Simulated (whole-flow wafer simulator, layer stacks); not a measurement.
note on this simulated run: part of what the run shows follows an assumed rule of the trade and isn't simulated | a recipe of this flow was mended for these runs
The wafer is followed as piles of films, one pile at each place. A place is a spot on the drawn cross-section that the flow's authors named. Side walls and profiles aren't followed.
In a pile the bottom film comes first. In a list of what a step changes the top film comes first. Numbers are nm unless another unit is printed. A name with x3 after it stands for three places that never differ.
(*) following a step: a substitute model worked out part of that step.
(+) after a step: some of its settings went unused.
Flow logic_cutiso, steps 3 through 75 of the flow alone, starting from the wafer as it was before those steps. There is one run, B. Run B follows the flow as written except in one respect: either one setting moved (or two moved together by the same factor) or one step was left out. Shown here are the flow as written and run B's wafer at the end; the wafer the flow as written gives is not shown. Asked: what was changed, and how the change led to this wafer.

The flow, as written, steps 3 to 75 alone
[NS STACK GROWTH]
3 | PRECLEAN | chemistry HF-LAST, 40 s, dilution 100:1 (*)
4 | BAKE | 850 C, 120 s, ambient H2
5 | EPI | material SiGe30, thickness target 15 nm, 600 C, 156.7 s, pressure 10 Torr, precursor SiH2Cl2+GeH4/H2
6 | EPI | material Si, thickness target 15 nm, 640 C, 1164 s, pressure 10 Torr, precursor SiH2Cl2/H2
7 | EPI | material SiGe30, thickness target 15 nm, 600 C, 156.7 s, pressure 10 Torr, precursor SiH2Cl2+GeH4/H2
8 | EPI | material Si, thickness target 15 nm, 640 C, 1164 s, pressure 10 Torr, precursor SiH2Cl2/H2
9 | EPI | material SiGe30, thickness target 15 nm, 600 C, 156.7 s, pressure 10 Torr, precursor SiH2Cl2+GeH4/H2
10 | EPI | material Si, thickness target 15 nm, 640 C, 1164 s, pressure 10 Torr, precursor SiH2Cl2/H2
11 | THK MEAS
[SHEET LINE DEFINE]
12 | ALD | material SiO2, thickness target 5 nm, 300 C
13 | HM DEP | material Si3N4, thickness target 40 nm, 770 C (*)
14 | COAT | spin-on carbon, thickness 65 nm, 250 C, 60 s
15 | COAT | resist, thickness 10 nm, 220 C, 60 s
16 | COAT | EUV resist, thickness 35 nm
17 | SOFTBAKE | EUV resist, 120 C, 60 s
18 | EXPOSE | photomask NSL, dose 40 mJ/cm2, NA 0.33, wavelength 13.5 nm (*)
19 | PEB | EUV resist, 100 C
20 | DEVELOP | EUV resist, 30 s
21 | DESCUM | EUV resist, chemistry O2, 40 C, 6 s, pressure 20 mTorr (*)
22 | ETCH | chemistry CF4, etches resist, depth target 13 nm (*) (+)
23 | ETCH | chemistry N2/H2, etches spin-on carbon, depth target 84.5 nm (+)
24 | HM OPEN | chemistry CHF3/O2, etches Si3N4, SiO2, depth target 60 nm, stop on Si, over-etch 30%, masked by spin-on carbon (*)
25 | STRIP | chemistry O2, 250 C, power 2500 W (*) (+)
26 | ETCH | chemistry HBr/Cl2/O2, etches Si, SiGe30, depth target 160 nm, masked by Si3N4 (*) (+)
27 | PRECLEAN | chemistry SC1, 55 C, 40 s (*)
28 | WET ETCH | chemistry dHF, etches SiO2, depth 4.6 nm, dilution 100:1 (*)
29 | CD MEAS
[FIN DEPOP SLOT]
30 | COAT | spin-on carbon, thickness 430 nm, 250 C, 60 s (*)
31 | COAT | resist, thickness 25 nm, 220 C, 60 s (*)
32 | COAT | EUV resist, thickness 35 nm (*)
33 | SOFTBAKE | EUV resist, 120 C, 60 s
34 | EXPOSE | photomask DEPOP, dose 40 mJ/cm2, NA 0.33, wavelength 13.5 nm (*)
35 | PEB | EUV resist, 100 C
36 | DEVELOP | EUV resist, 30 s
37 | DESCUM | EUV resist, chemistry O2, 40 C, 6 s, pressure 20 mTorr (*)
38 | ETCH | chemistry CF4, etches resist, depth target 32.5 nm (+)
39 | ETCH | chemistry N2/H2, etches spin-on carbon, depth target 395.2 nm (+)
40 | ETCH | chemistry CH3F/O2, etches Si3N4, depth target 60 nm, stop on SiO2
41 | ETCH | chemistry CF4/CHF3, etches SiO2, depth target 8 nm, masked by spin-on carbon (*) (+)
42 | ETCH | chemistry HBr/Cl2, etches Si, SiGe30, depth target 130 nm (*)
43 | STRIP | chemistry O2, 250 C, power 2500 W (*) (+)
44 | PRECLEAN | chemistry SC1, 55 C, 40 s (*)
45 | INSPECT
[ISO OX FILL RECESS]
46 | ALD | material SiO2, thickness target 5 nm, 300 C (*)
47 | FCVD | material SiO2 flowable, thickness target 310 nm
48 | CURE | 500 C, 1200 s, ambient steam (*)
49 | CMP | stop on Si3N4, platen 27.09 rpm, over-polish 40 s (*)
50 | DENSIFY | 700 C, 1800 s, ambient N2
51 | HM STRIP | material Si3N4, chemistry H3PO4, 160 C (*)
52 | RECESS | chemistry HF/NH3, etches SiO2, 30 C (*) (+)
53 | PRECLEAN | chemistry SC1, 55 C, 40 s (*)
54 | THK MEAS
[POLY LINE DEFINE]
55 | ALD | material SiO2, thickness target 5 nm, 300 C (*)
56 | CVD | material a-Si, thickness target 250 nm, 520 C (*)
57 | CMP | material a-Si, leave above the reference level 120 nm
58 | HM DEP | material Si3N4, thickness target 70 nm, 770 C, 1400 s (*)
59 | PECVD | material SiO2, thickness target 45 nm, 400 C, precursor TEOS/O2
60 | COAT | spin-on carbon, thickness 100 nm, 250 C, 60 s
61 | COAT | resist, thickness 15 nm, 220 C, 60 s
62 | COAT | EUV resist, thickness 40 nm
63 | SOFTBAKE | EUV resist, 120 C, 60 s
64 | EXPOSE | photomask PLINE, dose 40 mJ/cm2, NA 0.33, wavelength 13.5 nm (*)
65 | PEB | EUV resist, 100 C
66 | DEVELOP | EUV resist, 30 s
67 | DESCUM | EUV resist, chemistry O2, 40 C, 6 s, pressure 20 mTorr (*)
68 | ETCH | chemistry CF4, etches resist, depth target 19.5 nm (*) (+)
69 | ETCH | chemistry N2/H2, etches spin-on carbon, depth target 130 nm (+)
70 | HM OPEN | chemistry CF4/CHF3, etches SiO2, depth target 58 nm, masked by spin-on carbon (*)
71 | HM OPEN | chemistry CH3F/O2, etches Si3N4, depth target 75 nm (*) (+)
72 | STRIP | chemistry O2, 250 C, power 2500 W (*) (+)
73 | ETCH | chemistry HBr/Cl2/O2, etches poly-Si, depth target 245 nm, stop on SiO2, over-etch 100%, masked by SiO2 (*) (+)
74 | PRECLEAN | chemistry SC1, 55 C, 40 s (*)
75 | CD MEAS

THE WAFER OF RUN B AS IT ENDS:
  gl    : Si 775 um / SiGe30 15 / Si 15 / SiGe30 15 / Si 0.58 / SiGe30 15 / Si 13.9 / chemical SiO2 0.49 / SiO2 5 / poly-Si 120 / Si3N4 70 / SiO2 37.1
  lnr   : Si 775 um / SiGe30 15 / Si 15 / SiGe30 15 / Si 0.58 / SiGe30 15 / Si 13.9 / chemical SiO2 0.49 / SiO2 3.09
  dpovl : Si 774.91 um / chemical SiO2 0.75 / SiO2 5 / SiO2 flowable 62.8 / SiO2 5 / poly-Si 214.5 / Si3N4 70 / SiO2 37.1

What caused this: step 8, EPI: 580 C was run, whereas the flow has 640 C.

The path from the change to this, step by step:
  8 | EPI | material Si, thickness target 15 nm, 640 C, 1164 s, pressure 10 Torr, precursor SiH2Cl2/H2
      depop, dpovl, gfld and 19 more: Si gains 0.58 (new film) (as written it would have been: Si gains 15 (new film))
  26 | ETCH | chemistry HBr/Cl2/O2, etches Si, SiGe30, depth target 160 nm, masked by Si3N4 (*) (+)
      dpovl, gfld, gxf, iso, isow, lnri, nsgap: chemical SiO2 loses 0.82 (all of it), Si loses 12 (all of it), SiGe30 loses 15 (all of it), Si loses 0.58 (all of it), SiGe30 loses 15 (all of it), Si loses 15 (all of it), SiGe30 loses 15 (all of it), Si loses 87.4 (as written it would have been: chemical SiO2 loses 0.82 (all of it), Si loses 12 (all of it), SiGe30 loses 15 (all of it), Si loses 15 (all of it), SiGe30 loses 15 (all of it), Si loses 15 (all of it), SiGe30 loses 15 (all of it), Si loses 73)
  42 | ETCH | chemistry HBr/Cl2, etches Si, SiGe30, depth target 130 nm (*)
      depop: Si loses 13.8 (all of it), SiGe30 loses 15 (all of it), Si loses 0.58 (all of it), SiGe30 loses 15 (all of it), Si loses 15 (all of it), SiGe30 loses 15 (all of it), Si loses 55.6 (as written it would have been: Si loses 13.8 (all of it), SiGe30 loses 15 (all of it), Si loses 15 (all of it), SiGe30 loses 15 (all of it), Si loses 15 (all of it), SiGe30 loses 15 (all of it), Si loses 41.2)
